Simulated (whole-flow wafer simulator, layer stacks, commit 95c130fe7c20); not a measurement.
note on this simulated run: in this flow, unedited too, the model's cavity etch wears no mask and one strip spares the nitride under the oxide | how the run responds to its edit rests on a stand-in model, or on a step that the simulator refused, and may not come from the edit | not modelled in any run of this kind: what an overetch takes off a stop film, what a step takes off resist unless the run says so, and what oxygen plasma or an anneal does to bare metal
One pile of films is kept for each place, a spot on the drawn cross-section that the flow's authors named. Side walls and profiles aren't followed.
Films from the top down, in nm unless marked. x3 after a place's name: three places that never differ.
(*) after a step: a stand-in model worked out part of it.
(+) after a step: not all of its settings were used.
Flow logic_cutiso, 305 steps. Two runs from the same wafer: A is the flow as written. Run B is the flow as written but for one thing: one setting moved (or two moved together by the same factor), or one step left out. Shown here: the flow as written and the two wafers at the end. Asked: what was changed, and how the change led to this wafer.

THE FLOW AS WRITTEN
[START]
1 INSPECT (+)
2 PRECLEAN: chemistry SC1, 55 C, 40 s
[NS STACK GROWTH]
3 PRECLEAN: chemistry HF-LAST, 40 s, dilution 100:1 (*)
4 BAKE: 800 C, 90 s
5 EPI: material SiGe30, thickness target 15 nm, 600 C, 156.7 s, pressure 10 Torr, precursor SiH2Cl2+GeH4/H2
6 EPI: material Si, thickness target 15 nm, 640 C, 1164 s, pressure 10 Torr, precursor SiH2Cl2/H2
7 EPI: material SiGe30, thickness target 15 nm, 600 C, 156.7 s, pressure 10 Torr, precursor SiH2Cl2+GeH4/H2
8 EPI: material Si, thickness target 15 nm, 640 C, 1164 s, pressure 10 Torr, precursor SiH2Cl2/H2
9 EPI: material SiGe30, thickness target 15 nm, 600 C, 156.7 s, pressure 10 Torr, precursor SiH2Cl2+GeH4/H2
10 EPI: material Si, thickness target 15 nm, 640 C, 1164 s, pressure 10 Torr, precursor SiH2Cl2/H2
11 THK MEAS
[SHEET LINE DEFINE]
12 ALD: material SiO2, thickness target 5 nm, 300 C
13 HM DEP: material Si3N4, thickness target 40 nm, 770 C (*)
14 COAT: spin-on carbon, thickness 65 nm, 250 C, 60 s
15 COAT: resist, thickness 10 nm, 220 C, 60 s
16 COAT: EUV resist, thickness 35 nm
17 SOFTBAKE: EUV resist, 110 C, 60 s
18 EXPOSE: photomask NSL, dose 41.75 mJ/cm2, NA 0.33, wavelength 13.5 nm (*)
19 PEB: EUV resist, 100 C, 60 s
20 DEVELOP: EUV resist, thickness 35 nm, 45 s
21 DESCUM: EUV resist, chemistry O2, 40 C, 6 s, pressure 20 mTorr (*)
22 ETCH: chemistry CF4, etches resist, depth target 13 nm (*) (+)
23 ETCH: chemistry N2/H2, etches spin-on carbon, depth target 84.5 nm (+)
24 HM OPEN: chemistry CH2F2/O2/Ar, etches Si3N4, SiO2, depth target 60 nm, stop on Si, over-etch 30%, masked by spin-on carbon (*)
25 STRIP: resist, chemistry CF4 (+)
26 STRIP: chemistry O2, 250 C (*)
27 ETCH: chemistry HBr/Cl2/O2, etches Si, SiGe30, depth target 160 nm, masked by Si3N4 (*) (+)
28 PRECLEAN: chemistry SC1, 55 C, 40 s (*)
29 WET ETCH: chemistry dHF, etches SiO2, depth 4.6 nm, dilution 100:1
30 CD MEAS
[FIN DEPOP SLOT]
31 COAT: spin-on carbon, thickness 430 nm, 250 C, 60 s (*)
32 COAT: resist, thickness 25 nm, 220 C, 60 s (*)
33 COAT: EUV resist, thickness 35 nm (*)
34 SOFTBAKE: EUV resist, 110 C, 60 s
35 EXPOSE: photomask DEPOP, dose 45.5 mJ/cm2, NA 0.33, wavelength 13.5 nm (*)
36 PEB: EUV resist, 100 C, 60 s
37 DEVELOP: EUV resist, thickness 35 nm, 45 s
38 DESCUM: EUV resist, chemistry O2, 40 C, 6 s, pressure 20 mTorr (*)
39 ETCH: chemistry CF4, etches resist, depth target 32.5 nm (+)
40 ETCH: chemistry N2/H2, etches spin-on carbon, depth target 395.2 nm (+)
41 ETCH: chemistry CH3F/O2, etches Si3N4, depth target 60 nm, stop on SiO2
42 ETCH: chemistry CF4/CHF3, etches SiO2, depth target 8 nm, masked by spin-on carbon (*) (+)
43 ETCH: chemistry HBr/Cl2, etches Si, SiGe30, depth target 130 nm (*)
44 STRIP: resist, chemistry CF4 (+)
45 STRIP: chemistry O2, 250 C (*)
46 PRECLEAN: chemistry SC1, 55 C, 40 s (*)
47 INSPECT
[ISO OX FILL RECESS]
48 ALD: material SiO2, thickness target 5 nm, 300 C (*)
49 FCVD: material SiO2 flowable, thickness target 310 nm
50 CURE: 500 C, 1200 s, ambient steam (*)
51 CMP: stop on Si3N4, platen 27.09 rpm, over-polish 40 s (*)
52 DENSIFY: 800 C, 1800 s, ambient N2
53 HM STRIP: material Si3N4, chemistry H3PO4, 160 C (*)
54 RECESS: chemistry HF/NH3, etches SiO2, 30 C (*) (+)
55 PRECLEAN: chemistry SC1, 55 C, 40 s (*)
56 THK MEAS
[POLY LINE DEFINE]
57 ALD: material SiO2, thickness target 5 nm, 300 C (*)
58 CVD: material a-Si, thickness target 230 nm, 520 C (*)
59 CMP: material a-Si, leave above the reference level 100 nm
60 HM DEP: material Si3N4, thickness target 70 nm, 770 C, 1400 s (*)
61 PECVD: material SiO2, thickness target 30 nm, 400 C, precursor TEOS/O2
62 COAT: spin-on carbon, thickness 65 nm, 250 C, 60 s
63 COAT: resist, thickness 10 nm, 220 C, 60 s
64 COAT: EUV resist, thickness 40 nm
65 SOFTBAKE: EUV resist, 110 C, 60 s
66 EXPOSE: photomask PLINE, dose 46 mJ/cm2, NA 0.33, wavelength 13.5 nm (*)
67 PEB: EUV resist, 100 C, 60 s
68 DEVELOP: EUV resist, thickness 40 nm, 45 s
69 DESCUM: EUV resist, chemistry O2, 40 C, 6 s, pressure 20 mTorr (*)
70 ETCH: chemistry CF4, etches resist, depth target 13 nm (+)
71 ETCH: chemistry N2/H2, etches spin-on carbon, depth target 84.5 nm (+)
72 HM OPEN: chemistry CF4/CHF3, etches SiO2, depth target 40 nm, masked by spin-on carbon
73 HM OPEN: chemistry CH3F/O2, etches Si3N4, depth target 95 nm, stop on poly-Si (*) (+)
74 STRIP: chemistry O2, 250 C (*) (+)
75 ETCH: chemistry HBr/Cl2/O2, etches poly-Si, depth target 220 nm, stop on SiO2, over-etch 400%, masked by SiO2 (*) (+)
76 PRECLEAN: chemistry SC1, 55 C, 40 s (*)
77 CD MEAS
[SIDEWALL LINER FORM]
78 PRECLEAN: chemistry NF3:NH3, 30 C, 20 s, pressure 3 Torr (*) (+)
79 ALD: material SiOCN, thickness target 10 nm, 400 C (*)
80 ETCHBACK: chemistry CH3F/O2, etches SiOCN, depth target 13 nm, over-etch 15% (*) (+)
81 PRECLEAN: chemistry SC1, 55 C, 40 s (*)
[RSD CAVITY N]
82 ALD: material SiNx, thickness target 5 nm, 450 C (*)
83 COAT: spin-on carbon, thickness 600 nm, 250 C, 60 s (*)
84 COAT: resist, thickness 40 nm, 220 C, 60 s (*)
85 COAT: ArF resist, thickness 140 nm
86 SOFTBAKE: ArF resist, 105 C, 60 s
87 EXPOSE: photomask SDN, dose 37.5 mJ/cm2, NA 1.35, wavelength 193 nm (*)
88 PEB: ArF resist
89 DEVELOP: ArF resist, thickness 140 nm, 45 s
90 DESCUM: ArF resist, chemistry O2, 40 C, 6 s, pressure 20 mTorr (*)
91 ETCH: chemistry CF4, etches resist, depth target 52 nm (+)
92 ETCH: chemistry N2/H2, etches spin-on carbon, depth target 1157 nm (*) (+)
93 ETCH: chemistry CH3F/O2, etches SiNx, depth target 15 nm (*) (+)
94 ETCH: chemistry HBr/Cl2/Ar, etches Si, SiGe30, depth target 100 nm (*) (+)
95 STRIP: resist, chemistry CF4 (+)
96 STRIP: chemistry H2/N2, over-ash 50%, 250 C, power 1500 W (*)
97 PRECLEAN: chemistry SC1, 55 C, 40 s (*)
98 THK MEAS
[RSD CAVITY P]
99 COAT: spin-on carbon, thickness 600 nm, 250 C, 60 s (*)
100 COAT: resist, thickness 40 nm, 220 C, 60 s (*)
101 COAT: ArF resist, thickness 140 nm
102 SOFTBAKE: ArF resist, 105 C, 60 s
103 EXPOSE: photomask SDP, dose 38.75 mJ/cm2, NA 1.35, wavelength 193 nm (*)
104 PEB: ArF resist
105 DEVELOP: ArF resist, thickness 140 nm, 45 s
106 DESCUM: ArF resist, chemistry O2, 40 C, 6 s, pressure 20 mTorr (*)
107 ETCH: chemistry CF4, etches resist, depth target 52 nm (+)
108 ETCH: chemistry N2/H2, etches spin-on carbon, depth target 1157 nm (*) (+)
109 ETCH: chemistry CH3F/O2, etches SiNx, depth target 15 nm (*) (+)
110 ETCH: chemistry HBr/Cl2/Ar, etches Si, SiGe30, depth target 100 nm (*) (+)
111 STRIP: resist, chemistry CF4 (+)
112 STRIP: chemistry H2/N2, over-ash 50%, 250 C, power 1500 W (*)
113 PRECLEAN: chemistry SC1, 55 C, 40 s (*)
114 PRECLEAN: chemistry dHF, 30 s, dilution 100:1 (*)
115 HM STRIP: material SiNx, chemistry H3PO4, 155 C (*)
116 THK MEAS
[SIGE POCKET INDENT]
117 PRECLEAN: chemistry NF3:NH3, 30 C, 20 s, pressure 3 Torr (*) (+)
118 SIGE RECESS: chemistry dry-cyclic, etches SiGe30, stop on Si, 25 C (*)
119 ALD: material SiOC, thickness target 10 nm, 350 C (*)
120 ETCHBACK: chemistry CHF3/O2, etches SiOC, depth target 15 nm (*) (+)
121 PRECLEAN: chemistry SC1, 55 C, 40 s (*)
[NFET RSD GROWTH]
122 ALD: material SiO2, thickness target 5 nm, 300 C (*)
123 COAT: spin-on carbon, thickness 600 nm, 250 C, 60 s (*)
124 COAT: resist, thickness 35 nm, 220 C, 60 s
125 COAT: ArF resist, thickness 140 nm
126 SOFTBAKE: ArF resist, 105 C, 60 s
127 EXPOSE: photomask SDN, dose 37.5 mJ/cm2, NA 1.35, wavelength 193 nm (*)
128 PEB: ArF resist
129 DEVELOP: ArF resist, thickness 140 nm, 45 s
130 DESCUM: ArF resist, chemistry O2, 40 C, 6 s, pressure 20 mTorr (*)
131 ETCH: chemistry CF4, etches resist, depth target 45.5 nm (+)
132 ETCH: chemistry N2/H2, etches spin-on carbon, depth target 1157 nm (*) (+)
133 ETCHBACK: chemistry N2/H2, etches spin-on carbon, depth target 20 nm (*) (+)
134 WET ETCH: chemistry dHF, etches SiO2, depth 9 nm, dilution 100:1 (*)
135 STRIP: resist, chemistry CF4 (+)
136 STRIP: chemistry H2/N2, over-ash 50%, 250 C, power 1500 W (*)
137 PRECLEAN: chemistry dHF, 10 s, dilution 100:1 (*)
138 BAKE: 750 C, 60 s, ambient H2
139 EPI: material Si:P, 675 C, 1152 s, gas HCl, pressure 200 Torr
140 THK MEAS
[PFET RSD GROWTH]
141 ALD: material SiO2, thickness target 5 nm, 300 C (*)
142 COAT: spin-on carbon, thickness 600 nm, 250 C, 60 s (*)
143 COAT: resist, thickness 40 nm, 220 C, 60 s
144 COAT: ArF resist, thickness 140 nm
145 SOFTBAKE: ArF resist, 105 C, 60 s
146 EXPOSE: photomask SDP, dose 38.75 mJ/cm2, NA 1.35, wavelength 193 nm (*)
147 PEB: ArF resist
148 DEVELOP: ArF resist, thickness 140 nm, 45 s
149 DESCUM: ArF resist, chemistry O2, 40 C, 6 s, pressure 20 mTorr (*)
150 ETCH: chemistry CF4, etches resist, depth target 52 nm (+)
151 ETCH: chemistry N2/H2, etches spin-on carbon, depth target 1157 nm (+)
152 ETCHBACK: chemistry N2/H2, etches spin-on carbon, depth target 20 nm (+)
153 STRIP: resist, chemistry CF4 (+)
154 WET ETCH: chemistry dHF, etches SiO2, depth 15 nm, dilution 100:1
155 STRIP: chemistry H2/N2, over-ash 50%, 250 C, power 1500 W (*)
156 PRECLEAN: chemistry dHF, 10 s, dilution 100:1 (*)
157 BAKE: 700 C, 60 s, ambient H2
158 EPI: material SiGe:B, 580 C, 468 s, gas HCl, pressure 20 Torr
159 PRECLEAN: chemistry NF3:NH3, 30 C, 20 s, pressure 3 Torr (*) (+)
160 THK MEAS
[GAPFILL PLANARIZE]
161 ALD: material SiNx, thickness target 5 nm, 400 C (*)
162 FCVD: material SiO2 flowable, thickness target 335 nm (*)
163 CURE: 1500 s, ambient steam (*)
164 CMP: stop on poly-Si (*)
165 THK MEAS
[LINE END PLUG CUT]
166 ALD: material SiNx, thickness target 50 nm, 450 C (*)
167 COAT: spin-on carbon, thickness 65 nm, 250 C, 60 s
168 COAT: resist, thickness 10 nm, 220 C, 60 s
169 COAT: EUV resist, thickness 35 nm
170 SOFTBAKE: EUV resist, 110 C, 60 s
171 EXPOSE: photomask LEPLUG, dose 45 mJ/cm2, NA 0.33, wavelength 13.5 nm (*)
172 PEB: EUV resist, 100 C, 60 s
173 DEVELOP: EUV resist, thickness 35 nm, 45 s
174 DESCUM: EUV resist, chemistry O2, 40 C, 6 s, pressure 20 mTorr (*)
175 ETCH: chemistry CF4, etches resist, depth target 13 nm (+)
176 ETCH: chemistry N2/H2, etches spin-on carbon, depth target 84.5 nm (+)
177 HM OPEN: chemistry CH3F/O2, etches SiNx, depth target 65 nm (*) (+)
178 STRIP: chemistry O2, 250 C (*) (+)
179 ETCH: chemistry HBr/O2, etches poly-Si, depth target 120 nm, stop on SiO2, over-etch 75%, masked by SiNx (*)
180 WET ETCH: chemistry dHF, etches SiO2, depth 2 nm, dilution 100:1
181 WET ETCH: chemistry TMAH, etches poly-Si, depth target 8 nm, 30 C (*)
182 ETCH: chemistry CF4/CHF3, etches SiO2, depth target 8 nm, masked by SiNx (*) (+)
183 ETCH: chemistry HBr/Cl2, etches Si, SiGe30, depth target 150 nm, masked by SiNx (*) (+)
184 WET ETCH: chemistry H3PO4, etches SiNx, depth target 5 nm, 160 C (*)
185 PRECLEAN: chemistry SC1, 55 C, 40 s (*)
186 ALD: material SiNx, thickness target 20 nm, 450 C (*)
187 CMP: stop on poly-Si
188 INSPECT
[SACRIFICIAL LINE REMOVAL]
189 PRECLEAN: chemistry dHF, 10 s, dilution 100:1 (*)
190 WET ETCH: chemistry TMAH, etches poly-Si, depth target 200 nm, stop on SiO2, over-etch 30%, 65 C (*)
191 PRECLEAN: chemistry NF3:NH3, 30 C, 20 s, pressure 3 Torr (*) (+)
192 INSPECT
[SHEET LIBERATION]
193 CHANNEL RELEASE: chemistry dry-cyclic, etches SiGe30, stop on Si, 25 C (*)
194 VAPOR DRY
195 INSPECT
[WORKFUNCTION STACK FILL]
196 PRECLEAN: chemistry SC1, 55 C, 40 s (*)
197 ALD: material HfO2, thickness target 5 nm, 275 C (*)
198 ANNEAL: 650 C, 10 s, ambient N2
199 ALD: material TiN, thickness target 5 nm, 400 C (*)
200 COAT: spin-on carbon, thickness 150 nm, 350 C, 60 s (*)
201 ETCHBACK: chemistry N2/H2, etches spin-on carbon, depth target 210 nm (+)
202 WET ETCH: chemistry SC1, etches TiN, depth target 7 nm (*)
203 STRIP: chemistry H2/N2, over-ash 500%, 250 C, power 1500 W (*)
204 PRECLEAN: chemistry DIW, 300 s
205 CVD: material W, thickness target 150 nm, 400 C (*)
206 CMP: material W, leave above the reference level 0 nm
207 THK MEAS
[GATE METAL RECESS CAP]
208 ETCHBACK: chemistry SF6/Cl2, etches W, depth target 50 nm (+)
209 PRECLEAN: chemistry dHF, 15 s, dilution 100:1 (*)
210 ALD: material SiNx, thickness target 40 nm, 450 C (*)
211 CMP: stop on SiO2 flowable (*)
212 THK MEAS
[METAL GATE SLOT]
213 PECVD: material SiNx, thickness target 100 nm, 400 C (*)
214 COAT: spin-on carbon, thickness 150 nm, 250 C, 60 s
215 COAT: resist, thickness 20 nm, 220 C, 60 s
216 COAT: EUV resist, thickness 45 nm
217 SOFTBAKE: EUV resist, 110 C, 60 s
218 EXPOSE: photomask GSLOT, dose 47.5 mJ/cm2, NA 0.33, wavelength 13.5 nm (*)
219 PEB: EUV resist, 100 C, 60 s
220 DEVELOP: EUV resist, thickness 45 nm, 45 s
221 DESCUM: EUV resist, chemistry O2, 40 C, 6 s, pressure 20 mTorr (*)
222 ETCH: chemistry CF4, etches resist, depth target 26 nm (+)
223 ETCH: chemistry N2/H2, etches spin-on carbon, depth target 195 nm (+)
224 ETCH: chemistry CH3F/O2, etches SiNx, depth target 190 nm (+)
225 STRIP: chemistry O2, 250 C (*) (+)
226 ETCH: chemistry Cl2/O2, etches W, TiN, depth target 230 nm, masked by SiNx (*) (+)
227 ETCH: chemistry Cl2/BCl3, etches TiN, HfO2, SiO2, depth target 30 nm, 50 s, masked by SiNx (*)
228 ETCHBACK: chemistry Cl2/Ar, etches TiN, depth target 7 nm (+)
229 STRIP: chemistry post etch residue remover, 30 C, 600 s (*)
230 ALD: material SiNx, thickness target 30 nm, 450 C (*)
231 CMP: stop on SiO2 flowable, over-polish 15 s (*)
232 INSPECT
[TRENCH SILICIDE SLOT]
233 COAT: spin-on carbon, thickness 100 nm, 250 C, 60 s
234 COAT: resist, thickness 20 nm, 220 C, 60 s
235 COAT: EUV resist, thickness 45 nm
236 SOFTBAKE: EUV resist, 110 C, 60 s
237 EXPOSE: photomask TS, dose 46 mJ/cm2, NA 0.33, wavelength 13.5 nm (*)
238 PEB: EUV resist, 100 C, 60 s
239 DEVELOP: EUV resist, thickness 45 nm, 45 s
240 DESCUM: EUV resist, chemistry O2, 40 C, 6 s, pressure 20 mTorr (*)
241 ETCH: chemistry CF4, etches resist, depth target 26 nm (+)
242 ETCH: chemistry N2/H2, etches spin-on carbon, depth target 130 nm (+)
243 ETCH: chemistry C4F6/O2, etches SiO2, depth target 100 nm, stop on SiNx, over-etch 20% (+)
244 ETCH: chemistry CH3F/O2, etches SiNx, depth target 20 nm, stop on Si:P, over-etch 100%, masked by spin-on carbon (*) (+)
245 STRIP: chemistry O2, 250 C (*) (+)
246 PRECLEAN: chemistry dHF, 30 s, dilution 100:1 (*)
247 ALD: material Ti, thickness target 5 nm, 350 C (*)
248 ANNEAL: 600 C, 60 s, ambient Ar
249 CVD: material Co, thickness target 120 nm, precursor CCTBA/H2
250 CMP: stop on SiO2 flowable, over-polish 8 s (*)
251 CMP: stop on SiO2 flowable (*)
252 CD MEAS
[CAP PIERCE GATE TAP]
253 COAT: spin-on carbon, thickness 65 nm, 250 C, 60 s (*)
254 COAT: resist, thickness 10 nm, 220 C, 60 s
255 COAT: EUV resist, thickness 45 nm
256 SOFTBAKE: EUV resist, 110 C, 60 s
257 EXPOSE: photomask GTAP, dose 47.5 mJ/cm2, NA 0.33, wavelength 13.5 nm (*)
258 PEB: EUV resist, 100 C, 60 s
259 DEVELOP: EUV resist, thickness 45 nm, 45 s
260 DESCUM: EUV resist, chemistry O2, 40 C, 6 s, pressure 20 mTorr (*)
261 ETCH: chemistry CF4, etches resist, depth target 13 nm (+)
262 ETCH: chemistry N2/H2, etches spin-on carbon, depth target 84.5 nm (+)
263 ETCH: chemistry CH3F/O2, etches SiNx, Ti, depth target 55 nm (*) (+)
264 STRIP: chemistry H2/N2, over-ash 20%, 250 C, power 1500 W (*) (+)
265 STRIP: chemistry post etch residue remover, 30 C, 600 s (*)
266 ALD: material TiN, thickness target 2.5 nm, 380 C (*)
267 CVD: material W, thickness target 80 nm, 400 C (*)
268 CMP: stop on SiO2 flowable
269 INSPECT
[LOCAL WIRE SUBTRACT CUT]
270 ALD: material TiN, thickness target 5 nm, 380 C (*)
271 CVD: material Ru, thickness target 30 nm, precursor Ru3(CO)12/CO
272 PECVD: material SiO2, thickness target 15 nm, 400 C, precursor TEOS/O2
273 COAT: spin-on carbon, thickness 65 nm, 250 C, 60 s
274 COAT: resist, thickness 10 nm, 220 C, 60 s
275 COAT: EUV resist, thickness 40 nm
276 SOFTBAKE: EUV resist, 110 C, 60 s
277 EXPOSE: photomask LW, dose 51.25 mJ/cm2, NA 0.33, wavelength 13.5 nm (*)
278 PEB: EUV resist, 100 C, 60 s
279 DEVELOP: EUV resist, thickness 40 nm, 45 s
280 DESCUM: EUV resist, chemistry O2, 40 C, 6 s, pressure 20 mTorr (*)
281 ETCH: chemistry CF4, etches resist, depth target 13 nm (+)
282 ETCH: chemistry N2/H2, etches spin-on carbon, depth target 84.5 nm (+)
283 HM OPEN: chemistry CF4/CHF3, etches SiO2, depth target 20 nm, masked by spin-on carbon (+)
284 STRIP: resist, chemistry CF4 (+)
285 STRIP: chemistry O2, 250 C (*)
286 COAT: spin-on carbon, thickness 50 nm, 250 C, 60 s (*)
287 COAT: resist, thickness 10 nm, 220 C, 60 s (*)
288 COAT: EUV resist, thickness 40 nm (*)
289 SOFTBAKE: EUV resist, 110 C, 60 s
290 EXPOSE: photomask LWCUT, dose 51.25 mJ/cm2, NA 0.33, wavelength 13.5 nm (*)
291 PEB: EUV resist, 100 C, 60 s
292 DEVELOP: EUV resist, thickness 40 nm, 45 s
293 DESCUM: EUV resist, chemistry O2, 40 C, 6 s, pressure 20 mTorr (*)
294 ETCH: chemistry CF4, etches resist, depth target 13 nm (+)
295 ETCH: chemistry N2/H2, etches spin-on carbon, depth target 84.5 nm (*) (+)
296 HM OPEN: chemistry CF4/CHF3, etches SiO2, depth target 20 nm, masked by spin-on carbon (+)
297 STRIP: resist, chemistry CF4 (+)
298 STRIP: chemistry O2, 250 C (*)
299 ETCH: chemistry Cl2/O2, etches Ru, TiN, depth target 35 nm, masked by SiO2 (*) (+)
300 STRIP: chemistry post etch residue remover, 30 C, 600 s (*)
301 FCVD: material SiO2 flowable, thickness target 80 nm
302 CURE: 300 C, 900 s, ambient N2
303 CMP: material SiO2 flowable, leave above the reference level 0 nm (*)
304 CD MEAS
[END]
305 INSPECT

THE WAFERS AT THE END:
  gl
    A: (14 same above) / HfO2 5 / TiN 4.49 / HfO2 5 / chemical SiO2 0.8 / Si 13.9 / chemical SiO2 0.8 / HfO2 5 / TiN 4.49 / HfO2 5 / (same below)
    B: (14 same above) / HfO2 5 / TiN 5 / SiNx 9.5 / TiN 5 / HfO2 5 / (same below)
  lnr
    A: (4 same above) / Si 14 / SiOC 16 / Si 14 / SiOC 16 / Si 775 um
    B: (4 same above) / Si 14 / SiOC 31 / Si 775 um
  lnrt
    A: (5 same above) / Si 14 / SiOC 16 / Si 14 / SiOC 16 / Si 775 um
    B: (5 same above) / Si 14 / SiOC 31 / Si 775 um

The cause: step 6, EPI: material Si, thickness target 15 nm, 640 C, 1164 s, pressure 10 Torr, precursor SiH2Cl2/H2, was left out.

How the change led to this, step by step:
  7 EPI: material SiGe30, thickness target 15 nm, 600 C, 156.7 s, pressure 10 Torr, precursor SiH2Cl2+GeH4/H2
      depop, dpovl, gfld and 19 more: A SiGe30 +15 (new film) | B SiGe30 +15
  27 ETCH: chemistry HBr/Cl2/O2, etches Si, SiGe30, depth target 160 nm, masked by Si3N4 (*) (+)
      gfld, gxf, iso, lnri: A chemical SiO2 -0.79 (all of it), Si -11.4 (all of it), SiGe30 -15 (all of it), Si -15 (all of it), SiGe30 -15 (all of it), Si -15 (all of it), SiGe30 -15 (all of it), Si -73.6 | B chemical SiO2 -0.79 (all of it), Si -11.4 (all of it), SiGe30 -15 (all of it), Si -15 (all of it), SiGe30 -30 (all of it), Si -88.6
      dpovl, nsgap: A chemical SiO2 -0.79 (all of it), Si -11.8 (all of it), SiGe30 -15 (all of it), Si -15 (all of it), SiGe30 -15 (all of it), Si -15 (all of it), SiGe30 -15 (all of it), Si -73.2 | B chemical SiO2 -0.79 (all of it), Si -11.8 (all of it), SiGe30 -15 (all of it), Si -15 (all of it), SiGe30 -30 (all of it), Si -88.2
      (and at 1 more place)
  43 ETCH: chemistry HBr/Cl2, etches Si, SiGe30, depth target 130 nm (*)
      depop: A Si -14 (all of it), SiGe30 -15 (all of it), Si -15 (all of it), SiGe30 -15 (all of it), Si -15 (all of it), SiGe30 -15 (all of it), Si -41 | B Si -14 (all of it), SiGe30 -15 (all of it), Si -15 (all of it), SiGe30 -30 (all of it), Si -56
  94 ETCH: chemistry HBr/Cl2/Ar, etches Si, SiGe30, depth target 100 nm (*) (+)
      rsdn, rsdx: A chemical SiO2 -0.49 (all of it), Si -12.8 (all of it), SiGe30 -15 (all of it), Si -15 (all of it), SiGe30 -15 (all of it), Si -15 (all of it), SiGe30 -15 (all of it), Si -12.2 | B chemical SiO2 -0.49 (all of it), Si -12.8 (all of it), SiGe30 -15 (all of it), Si -15 (all of it), SiGe30 -30 (all of it), Si -27.2
  110 ETCH: chemistry HBr/Cl2/Ar, etches Si, SiGe30, depth target 100 nm (*) (+)
      rsdp, rsdw: A chemical SiO2 -0.49 (all of it), Si -12.8 (all of it), SiGe30 -15 (all of it), Si -15 (all of it), SiGe30 -15 (all of it), Si -15 (all of it), SiGe30 -15 (all of it), Si -12.2 | B chemical SiO2 -0.49 (all of it), Si -12.8 (all of it), SiGe30 -15 (all of it), Si -15 (all of it), SiGe30 -30 (all of it), Si -27.2
  118 SIGE RECESS: chemistry dry-cyclic, etches SiGe30, stop on Si, 25 C (*)
      lnr, lnrp, lnrt: A SiOCN -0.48, Si -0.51, cavity +16 (new film), SiGe30 -15 (all of it), Si -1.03, cavity +16 (new film), SiGe30 -15 (all of it), Si -1.03, cavity +16 (new film), SiGe30 -15 (all of it), Si -0.51 | B under 1 film: Si -0.51, cavity +16 (new film), SiGe30 -15 (all of it), Si -1.03, cavity +31 (new film), SiGe30 -30 (all of it), Si -0.51
  119 ALD: material SiOC, thickness target 10 nm, 350 C (*)
      lnr, lnrp, lnrt: A SiOC +10 (new film), SiOC +16 (new film), cavity -16 (all of it), SiOC +16 (new film), cavity -16 (all of it), SiOC +16 (new film), cavity -16 (all of it) | B SiOC +10 (new film), SiOC +16 (new film), cavity -16 (all of it), SiOC +31 (new film), cavity -31 (all of it)
  120 ETCHBACK: chemistry CHF3/O2, etches SiOC, depth target 15 nm (*) (+)
      gxn: A SiOC -11 (all of it), SiO2 -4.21 (all of it) | B SiOC -11.2 (all of it), SiO2 -3.83
      gxp: A SiOC -11 (all of it), SiO2 -4.25 (all of it) | B SiOC -11.1 (all of it), SiO2 -3.86
  122 ALD: material SiO2, thickness target 5 nm, 300 C (*)
      gxn: A SiO2 +6.76 (new film) | B SiO2 +6.56
      gxp: A SiO2 +6.75 (new film) | B SiO2 +6.54
  183 ETCH: chemistry HBr/Cl2, etches Si, SiGe30, depth target 150 nm, masked by SiNx (*) (+)
      plug: A Si -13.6 (all of it), SiGe30 -15 (all of it), Si -15 (all of it), SiGe30 -15 (all of it), Si -15 (all of it), SiGe30 -15 (all of it), Si -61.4 | B Si -13.6 (all of it), SiGe30 -15 (all of it), Si -15 (all of it), SiGe30 -30 (all of it), Si -76.4
  193 CHANNEL RELEASE: chemistry dry-cyclic, etches SiGe30, stop on Si, 25 C (*)
      gl, glp, gxn, gxp, ns, tap: A chemical SiO2 +0.8 (new film), Si -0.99, chemical SiO2 +0.8 (new film), cavity +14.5 (new film), chemical SiO2 +0.8 (new film), SiGe30 -15 (all of it), Si -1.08, chemical SiO2 +0.8 (new film), cavity +14.5 (new film), chemical SiO2 +0.8 (new film), SiGe30 -15 (all of it), Si -1.08, chemical SiO2 +0.8 (new film), cavity +14.5 (new film), chemical SiO2 +0.8 (new film), SiGe30 -15 (all of it), Si -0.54 | B chemical SiO2 +0.8 (new film), Si -0.99, chemical SiO2 +0.8 (new film), cavity +14.5 (new film), chemical SiO2 +0.8 (new film), SiGe30 -15 (all of it), Si -1.08, chemical SiO2 +0.8 (new film), cavity +29.5 (new film), chemical SiO2 +0.8 (new film), SiGe30 -30 (all of it), Si -0.54
  197 ALD: material HfO2, thickness target 5 nm, 275 C (*)
      gl, glp, gxn, gxp, ns, tap: A HfO2 +5 (new film), HfO2 +5 (new film), cavity -10, HfO2 +5 (new film), HfO2 +5 (new film), cavity -10, HfO2 +5 (new film), HfO2 +5 (new film), cavity -10, HfO2 +5 (new film) | B HfO2 +5 (new film), HfO2 +5 (new film), cavity -10, HfO2 +5 (new film), HfO2 +5 (new film), cavity -10, HfO2 +5 (new film)
  199 ALD: material TiN, thickness target 5 nm, 400 C (*)
      gl, glp, tap: A TiN +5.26 (new film), TiN +4.49 (new film), cavity -4.49 (all of it), TiN +4.49 (new film), cavity -4.49 (all of it), TiN +4.49 (new film), cavity -4.49 (all of it) | B TiN +5.26 (new film), TiN +4.49 (new film), cavity -4.49 (all of it), TiN +5 (new film), cavity -10, TiN +5 (new film)
      gxn, gxp, ns: A TiN +5 (new film), TiN +4.49 (new film), cavity -4.49 (all of it), TiN +4.49 (new film), cavity -4.49 (all of it), TiN +4.49 (new film), cavity -4.49 (all of it) | B TiN +5 (new film), TiN +4.49 (new film), cavity -4.49 (all of it), TiN +5 (new film), cavity -10, TiN +5 (new film)
  202 WET ETCH: chemistry SC1, etches TiN, depth target 7 nm (*)
      ns: A TiN -5 (all of it) | B TiN -5 (all of it), TiN -5 (all of it), cavity +10, TiN -5 (all of it)
  210 ALD: material SiNx, thickness target 40 nm, 450 C (*)
      gl, glp, gxn, gxp, tap: A SiNx +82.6 (new film) | B SiNx +82.6 (new film), SiNx +9.5 (new film), cavity -9.5 (all of it)
      ns: A SiNx +40 (new film) | B SiNx +40 (new film), SiNx +19.5 (new film), cavity -19.5 (all of it)
